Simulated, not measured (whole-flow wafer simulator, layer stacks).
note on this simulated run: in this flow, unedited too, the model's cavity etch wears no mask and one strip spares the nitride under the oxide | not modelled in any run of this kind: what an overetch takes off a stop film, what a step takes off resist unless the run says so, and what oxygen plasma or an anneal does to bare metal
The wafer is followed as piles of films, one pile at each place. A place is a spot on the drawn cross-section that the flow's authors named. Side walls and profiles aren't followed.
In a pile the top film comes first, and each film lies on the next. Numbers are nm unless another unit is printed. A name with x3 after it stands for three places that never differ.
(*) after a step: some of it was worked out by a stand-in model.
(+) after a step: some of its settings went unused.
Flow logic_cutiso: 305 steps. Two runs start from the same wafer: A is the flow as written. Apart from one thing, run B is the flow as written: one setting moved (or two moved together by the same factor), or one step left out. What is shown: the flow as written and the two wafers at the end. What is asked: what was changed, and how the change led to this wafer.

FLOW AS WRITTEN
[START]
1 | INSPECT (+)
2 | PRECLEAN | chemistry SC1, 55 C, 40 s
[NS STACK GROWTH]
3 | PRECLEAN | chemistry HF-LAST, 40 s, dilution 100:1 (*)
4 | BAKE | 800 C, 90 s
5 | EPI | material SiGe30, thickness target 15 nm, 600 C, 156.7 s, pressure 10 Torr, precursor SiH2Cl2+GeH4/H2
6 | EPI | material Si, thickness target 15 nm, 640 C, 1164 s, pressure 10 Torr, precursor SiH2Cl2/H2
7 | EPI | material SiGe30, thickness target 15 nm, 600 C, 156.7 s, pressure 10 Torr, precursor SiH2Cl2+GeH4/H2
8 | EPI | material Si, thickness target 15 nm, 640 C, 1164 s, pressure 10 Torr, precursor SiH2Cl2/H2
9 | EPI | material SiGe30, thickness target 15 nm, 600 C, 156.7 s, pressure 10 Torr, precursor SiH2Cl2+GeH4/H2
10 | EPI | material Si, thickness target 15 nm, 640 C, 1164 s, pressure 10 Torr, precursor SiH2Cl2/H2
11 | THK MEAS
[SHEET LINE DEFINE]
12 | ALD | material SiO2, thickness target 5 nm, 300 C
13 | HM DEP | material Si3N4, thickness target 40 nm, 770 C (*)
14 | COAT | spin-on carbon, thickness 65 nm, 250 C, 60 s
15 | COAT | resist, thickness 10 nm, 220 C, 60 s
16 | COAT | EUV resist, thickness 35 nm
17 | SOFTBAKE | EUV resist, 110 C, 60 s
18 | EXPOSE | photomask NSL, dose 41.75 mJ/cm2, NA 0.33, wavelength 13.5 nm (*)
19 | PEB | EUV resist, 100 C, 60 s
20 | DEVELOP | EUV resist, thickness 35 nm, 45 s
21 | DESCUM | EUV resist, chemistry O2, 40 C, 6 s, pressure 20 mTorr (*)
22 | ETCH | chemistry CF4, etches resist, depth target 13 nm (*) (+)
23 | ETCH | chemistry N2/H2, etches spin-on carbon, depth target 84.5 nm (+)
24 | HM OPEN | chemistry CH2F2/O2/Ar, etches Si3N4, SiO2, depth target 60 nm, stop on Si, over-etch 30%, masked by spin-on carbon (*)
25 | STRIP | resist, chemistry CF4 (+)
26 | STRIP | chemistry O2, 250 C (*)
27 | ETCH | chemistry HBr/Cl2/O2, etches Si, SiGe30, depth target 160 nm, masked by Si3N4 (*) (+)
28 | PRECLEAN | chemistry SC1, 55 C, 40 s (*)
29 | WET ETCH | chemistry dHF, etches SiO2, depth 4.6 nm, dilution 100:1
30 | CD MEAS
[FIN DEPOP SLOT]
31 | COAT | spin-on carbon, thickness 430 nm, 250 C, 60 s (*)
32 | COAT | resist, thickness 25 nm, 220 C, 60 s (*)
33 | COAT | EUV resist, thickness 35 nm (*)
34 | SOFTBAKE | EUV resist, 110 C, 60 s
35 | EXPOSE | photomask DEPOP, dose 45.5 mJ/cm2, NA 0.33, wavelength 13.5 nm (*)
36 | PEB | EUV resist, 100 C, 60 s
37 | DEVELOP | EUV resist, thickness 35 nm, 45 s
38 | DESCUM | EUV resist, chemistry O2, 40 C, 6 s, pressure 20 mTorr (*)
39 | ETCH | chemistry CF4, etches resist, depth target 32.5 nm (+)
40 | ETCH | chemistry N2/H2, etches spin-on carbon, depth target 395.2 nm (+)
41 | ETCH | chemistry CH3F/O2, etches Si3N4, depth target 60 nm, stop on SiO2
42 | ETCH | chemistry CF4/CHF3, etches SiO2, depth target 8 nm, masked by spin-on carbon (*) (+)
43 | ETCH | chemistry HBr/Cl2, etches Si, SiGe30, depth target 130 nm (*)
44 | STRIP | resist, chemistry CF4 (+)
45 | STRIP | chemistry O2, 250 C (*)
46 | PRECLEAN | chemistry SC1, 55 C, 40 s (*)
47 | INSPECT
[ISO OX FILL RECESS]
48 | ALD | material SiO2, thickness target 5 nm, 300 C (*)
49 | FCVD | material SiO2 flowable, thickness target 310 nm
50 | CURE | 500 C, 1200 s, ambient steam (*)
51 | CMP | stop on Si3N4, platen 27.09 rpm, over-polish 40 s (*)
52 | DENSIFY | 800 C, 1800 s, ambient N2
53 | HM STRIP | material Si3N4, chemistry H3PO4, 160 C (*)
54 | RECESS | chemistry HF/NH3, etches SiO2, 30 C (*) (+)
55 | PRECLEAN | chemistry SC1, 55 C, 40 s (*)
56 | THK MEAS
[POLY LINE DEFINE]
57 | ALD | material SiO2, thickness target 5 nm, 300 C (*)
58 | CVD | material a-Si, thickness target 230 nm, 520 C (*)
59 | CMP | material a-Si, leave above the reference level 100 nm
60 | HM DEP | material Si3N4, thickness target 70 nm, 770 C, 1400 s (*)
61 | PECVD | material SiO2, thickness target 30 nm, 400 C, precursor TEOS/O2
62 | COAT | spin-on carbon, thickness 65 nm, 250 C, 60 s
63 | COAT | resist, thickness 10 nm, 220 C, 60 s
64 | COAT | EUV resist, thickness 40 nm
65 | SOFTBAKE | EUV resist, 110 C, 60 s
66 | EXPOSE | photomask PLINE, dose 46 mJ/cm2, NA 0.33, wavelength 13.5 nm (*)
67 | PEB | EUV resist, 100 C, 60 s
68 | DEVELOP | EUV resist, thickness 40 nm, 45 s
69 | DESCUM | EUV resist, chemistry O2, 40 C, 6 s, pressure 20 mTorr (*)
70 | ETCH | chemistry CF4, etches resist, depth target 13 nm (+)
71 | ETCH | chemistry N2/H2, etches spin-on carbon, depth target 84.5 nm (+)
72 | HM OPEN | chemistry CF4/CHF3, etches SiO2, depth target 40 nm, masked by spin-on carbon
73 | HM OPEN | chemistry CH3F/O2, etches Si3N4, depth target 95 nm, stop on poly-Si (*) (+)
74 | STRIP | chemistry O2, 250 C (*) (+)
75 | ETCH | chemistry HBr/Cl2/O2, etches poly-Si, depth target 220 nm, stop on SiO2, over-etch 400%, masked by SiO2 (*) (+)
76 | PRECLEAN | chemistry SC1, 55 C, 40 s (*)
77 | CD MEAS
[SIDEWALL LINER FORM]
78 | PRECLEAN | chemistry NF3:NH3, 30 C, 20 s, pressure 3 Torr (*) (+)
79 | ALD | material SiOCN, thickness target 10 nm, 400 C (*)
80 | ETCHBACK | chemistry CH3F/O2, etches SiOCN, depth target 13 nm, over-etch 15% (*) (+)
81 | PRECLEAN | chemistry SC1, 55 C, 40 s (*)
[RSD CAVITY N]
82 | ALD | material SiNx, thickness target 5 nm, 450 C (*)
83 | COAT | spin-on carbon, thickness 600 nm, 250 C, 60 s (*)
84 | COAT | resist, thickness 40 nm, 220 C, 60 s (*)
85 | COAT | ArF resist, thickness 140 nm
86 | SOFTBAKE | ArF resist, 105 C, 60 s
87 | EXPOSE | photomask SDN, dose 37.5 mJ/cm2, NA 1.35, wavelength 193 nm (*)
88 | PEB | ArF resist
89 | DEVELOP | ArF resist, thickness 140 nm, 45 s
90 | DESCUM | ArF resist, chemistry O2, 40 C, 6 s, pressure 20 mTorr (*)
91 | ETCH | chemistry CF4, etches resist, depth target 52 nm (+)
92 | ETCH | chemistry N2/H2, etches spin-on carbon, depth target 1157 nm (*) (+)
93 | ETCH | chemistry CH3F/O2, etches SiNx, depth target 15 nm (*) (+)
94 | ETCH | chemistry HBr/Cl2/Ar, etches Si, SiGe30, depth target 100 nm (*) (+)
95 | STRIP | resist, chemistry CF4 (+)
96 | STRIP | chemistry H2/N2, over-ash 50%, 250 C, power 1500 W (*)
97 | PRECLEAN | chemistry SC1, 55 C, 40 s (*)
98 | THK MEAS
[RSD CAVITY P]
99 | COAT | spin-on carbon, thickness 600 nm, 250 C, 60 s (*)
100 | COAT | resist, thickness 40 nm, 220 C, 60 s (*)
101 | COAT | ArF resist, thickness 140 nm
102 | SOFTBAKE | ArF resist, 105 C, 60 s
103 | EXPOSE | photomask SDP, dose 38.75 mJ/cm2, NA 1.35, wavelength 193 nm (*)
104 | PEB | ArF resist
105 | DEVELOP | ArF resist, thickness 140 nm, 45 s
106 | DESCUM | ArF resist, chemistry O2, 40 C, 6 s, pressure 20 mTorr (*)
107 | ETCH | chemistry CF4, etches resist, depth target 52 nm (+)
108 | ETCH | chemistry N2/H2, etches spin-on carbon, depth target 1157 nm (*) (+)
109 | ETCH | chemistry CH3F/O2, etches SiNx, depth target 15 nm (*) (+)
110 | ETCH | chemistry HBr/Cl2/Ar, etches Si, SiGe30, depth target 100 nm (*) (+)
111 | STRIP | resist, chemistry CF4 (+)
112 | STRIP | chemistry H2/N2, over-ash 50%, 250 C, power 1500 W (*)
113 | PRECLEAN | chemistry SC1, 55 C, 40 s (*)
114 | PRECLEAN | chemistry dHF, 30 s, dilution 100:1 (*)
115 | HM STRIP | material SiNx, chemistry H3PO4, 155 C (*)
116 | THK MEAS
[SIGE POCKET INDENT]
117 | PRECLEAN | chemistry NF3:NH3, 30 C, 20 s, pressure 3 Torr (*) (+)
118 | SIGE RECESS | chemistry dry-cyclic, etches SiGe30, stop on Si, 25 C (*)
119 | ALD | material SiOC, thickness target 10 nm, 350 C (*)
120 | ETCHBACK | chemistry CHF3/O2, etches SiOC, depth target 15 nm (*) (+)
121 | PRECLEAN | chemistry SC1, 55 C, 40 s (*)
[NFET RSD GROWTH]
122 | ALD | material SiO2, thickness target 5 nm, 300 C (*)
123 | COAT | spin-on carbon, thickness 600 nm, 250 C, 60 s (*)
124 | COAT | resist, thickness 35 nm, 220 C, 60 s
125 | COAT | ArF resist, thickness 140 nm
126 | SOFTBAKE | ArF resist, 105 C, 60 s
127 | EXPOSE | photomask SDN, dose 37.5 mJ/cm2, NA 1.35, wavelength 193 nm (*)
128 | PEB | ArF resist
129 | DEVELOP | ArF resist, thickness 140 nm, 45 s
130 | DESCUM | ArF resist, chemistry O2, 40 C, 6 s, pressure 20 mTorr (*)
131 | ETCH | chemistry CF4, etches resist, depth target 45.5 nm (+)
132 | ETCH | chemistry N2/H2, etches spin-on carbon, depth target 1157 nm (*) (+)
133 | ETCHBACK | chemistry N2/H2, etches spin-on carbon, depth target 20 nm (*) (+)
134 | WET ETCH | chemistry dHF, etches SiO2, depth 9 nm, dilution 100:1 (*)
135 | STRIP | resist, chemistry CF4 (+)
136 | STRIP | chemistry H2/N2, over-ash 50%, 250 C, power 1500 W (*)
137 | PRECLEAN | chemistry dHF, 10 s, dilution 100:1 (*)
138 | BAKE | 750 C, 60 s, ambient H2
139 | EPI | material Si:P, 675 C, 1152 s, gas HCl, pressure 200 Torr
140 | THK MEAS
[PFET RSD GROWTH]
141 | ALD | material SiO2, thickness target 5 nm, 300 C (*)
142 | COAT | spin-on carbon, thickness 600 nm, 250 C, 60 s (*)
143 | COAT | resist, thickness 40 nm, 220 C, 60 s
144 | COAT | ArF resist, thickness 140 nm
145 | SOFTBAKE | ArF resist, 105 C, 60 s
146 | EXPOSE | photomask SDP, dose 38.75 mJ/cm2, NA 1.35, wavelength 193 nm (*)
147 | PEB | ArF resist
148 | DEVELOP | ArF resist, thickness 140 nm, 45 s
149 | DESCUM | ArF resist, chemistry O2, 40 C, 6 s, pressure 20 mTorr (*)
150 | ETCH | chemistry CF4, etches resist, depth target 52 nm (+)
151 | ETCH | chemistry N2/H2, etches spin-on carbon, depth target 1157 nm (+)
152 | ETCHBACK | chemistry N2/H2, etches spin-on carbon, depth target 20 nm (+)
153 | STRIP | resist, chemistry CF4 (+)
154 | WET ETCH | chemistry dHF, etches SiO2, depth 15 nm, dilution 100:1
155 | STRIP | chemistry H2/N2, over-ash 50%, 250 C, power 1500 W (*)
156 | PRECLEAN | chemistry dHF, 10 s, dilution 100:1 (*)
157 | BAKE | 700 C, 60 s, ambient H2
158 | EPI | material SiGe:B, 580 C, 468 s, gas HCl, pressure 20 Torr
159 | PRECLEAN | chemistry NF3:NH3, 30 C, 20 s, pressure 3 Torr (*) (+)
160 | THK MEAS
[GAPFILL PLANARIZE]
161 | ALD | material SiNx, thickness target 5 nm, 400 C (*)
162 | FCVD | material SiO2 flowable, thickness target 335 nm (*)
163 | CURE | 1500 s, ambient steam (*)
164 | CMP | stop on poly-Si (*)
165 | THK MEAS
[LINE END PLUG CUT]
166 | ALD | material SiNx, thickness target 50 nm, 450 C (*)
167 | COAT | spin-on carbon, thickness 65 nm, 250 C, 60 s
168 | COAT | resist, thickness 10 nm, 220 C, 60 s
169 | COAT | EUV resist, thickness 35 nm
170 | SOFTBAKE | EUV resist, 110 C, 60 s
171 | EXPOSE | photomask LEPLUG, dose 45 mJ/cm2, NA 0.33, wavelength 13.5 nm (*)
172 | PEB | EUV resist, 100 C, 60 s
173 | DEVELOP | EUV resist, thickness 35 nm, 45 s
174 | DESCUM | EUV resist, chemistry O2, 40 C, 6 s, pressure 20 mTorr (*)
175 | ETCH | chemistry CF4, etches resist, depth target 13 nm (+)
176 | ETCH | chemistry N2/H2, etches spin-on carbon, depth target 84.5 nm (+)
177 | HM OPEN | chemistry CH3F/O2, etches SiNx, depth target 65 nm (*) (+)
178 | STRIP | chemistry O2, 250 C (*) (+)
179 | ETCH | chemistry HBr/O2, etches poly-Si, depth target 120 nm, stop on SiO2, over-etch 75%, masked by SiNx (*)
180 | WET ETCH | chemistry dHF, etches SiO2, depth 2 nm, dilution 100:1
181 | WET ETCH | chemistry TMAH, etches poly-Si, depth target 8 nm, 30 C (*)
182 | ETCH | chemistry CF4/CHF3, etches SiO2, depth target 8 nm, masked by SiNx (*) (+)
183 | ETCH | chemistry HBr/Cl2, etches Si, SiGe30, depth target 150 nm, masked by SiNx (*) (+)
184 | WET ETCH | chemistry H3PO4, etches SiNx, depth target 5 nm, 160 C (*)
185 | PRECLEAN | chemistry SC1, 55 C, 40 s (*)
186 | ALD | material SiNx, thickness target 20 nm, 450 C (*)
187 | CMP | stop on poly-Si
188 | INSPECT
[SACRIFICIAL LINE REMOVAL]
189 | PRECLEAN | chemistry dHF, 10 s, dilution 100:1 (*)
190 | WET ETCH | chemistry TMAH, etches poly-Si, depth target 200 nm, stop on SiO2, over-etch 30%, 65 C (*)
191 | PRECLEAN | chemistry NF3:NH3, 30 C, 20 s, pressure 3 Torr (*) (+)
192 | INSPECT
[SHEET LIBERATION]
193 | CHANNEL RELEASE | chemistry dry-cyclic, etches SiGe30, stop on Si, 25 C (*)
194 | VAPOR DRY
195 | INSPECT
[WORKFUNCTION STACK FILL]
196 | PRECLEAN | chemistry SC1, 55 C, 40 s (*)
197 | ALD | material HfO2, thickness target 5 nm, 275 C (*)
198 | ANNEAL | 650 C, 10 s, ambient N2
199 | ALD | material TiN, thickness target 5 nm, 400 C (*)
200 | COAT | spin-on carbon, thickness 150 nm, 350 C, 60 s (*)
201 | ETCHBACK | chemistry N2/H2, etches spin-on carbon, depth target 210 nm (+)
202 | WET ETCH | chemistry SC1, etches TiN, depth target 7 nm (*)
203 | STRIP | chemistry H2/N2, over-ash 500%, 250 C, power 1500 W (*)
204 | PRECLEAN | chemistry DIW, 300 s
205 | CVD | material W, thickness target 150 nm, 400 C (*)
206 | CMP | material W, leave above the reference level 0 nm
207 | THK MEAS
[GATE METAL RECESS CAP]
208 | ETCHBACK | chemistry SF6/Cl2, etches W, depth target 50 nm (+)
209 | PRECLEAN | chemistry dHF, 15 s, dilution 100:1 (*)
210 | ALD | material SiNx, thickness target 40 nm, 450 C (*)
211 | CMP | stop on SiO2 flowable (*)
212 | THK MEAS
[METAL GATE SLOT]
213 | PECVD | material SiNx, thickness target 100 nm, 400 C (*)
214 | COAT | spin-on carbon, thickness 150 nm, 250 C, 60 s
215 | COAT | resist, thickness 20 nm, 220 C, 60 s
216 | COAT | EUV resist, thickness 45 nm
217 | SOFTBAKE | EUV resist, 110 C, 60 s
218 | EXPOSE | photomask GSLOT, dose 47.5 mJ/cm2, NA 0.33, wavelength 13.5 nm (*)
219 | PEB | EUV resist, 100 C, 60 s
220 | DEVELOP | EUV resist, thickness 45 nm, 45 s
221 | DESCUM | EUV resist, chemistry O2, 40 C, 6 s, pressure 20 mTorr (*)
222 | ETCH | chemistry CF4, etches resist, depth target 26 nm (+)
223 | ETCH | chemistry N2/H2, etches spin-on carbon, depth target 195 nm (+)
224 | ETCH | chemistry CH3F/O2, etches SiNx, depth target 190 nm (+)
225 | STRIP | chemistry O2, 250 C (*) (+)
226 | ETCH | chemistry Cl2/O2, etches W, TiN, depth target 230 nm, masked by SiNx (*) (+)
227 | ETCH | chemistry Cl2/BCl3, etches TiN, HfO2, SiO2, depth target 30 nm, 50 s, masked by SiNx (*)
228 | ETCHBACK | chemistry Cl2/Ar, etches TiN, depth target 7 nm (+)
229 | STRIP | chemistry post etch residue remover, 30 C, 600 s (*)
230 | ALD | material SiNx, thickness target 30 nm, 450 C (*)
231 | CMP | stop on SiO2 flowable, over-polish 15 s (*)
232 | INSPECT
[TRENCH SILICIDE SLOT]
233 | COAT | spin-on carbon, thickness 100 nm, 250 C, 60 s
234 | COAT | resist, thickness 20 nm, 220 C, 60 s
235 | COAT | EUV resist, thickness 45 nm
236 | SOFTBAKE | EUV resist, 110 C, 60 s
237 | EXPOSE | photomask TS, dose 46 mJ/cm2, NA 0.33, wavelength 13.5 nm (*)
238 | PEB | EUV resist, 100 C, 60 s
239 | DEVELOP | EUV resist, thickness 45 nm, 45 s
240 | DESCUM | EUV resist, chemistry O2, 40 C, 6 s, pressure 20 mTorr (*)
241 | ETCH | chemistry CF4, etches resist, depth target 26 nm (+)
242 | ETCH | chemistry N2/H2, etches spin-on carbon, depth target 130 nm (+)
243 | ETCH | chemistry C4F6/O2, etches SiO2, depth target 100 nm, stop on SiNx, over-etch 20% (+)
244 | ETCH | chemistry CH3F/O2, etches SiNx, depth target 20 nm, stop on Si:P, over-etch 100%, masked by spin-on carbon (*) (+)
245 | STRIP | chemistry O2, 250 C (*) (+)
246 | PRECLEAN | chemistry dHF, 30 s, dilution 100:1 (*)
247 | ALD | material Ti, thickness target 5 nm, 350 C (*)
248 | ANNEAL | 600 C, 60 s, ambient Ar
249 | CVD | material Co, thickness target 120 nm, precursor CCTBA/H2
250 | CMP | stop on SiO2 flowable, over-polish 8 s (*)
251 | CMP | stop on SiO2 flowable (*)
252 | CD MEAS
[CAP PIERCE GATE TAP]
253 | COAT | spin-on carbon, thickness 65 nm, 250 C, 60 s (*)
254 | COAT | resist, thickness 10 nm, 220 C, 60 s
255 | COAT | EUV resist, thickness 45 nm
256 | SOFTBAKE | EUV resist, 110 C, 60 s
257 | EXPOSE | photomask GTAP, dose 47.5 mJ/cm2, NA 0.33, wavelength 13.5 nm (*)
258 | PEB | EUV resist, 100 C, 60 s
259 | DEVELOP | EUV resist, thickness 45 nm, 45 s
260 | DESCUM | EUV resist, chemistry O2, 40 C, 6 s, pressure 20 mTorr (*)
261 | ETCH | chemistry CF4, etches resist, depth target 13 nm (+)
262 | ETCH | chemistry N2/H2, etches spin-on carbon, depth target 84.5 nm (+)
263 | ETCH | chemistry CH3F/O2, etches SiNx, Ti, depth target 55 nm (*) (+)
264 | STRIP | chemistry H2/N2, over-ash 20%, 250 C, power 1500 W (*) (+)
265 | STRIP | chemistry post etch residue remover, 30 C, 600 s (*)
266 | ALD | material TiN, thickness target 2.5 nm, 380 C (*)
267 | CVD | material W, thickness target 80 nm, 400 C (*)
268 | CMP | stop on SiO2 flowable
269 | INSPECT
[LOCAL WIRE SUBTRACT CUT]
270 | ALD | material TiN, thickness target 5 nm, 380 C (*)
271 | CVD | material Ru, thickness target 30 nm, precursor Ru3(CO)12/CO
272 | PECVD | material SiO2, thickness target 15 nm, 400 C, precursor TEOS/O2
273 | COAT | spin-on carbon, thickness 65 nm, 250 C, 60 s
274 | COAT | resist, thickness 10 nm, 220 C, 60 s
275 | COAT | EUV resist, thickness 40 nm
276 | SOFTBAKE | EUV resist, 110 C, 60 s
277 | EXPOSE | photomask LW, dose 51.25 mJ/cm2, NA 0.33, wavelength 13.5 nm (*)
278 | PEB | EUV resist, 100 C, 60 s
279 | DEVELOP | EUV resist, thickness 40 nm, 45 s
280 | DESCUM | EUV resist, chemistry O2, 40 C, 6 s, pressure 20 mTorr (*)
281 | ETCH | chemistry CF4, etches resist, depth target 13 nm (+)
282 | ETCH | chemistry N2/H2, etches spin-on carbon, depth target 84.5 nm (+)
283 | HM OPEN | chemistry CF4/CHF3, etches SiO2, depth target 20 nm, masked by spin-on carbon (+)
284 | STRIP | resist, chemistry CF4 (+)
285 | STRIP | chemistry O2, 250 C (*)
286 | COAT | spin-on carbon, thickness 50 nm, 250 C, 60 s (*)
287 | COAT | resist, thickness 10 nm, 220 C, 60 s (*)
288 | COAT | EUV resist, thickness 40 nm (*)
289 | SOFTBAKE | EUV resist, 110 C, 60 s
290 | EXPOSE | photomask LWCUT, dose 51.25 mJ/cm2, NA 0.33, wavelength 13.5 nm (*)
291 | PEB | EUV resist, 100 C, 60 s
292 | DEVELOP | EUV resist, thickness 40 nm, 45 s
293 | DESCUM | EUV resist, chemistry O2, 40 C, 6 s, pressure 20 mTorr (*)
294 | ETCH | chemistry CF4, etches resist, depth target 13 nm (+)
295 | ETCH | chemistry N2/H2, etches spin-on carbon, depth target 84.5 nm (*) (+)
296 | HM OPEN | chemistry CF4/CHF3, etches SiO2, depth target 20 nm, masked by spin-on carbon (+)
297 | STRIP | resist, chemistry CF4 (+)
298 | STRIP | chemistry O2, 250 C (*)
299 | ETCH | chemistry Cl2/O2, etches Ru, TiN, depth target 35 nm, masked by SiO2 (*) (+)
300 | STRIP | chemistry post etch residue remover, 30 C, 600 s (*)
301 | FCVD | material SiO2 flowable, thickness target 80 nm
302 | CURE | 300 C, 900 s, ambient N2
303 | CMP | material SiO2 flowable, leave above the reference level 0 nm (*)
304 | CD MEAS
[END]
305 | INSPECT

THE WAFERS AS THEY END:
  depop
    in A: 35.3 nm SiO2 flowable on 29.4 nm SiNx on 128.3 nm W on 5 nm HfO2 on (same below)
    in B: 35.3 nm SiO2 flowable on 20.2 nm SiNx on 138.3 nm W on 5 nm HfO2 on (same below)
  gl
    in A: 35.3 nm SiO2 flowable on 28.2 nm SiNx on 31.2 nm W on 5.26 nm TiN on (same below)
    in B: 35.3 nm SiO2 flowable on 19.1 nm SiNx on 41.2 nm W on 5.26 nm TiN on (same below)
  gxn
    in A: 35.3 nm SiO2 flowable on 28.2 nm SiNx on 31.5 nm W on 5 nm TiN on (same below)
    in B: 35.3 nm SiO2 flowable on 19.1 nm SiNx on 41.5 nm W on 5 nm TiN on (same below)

The reason: step 208, ETCHBACK: depth target 40 nm was run, whereas the flow has depth target 50 nm.

The path from the change to this, step by step:
  208 | ETCHBACK | chemistry SF6/Cl2, etches W, depth target 50 nm (+)
      depop, dpovl, gfld and 9 more: A -50 W | B -40 W
      iso, rsdn, rsdp, rsdw, rsdx: A -5 SiO2 flowable | B -4 SiO2 flowable
      (as well as at 5 more places)
  210 | ALD | material SiNx, thickness target 40 nm, 450 C (*)
      gfld, gl, glp, gxf, gxn, gxp, tap: A +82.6 SiNx (new film) | B +74 SiNx (new film)
      plug: A +42.5 SiNx | B +41.5 SiNx
  211 | CMP | stop on SiO2 flowable (*)
      depop, dpovl, isow, ns, nsgap: A -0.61 SiNx | B -9.73 SiNx
      lnr, lnri, lnrp, lnrt: A -40 SiNx (all of it), -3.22 SiOCN | B -40 SiNx (all of it), -3.77 SiOCN
  224 | ETCH | chemistry CH3F/O2, etches SiNx, depth target 190 nm (+)
      gfld: A -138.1 SiNx (all of it), -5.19 W | B -128.9 SiNx (all of it), -6.11 W
  226 | ETCH | chemistry Cl2/O2, etches W, TiN, depth target 230 nm, masked by SiNx (*) (+)
      depop, dpovl, gl and 18 more: A -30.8 SiNx | B -33 SiNx
      gfld: A -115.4 W (all of it), -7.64 TiN (all of it), -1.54 HfO2 | B -124.5 W (all of it), -7.64 TiN (all of it), -1.65 HfO2
  231 | CMP | stop on SiO2 flowable, over-polish 15 s (*)
      depop, dpovl, gl and 9 more: A -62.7 SiNx | B -60.4 SiNx
      lnr, lnri, lnrp, lnrt: A -61 SiNx (all of it), -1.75 SiOCN | B -58.7 SiNx (all of it), -1.75 SiOCN
      (as well as at 6 more places)
  263 | ETCH | chemistry CH3F/O2, etches SiNx, Ti, depth target 55 nm (*) (+)
      glp, lnrp, lnrt, plug, rsdn, rsdp, rsdw: A -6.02 resist (all of it), -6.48 spin-on carbon | B -6.02 resist (all of it)
      depop, dpovl, gl, isow, ns, nsgap: A -6.03 resist (all of it), -6.46 spin-on carbon | B -6.03 resist (all of it)
      (as well as at 9 more places)
  264 | STRIP | chemistry H2/N2, over-ash 20%, 250 C, power 1500 W (*) (+)
      gfld, gl, glp and 11 more: A -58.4 spin-on carbon (all of it) | B -64.9 spin-on carbon (all of it)
      depop, dpovl, isow, ns, nsgap: A -58.5 spin-on carbon (all of it) | B -65 spin-on carbon (all of it)
      (as well as at 2 more places)
  267 | CVD | material W, thickness target 80 nm, 400 C (*)
      tap: A +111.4 W (new film) | B +101.9 W (new film)
